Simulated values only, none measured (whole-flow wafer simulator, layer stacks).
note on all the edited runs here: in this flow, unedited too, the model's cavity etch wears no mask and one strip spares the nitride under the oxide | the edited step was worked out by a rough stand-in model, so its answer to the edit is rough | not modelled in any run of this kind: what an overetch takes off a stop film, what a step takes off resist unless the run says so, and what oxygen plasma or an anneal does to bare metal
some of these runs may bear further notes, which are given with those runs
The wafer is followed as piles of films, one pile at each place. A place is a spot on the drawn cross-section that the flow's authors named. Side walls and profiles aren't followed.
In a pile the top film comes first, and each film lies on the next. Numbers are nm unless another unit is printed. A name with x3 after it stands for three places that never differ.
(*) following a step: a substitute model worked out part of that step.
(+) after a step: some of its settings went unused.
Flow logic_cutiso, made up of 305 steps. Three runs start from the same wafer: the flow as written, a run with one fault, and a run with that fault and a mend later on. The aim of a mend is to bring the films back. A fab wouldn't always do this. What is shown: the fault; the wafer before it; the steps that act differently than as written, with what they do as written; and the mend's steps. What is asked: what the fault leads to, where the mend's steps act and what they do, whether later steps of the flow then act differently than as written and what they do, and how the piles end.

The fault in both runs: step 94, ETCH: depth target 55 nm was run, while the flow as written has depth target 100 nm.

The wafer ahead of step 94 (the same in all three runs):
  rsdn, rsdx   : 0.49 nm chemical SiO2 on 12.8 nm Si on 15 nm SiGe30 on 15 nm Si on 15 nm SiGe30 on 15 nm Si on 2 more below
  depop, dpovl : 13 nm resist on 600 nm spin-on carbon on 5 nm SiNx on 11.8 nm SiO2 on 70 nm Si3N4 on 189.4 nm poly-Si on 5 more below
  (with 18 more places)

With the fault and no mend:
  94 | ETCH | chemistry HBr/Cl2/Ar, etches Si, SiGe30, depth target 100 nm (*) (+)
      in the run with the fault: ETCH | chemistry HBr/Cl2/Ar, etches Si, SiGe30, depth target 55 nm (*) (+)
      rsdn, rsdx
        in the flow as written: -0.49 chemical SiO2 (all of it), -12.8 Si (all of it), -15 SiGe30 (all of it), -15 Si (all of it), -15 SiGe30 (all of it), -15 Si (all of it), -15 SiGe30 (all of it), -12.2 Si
        in the run with the fault: -0.49 chemical SiO2 (all of it), -12.8 Si (all of it), -15 SiGe30 (all of it), -15 Si (all of it), -12.2 SiGe30
  Steps later in the flow that act otherwise than as written (22 more steps, not shown, differ only slightly: by at most 2% or 0.5 nm, whichever is larger):
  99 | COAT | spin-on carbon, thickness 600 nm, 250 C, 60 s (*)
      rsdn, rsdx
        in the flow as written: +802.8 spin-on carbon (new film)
        in the run with the fault: +765.2 spin-on carbon (new film)
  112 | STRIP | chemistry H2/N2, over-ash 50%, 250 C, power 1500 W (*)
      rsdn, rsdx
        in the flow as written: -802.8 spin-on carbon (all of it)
        in the run with the fault: -765.2 spin-on carbon (all of it)
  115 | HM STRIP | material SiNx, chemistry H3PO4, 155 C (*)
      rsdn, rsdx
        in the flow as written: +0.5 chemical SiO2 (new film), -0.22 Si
        in the run with the fault: +0.5 chemical SiO2 (new film), -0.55 SiGe30
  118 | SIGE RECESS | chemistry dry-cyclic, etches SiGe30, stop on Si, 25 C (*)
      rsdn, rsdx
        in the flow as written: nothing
        in the run with the fault: -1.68 SiGe30 (all of it)
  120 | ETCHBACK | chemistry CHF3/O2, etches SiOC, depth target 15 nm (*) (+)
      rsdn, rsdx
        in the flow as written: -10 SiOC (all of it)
        in the run with the fault: -10 SiOC (all of it), -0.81 Si
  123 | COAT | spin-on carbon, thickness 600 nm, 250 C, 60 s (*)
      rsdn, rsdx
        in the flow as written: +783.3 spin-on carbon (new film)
        in the run with the fault: +746.5 spin-on carbon (new film)
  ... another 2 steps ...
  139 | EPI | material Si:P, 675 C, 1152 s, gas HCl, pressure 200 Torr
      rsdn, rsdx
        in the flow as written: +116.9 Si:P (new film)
        in the run with the fault: +79.2 Si:P (new film)
  The piles end different from the flow's at rsdn, rsdx by more than 2% or 0.5 nm, whichever is larger.
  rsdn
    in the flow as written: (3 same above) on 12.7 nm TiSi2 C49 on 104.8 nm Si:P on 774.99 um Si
    in the run with the fault: (3 same above) on 12.7 nm TiSi2 C49 on 67.1 nm Si:P on 9.68 nm Si on 15 nm SiGe30 on 775 um Si
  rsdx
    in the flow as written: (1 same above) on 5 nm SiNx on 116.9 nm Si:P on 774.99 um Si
    in the run with the fault: (1 same above) on 5 nm SiNx on 79.2 nm Si:P on 9.68 nm Si on 15 nm SiGe30 on 775 um Si

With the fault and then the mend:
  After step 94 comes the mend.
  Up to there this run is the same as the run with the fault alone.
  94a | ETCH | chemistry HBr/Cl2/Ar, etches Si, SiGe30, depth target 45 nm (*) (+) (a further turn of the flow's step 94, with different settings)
      rsdn, rsdx
        -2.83 SiGe30 (all of it), -15 Si (all of it), -15 SiGe30 (all of it), -12.2 Si
  Later steps of the flow that are run all act as written at every place that is followed.
  The piles end the same as the flow's at every place that both follow.
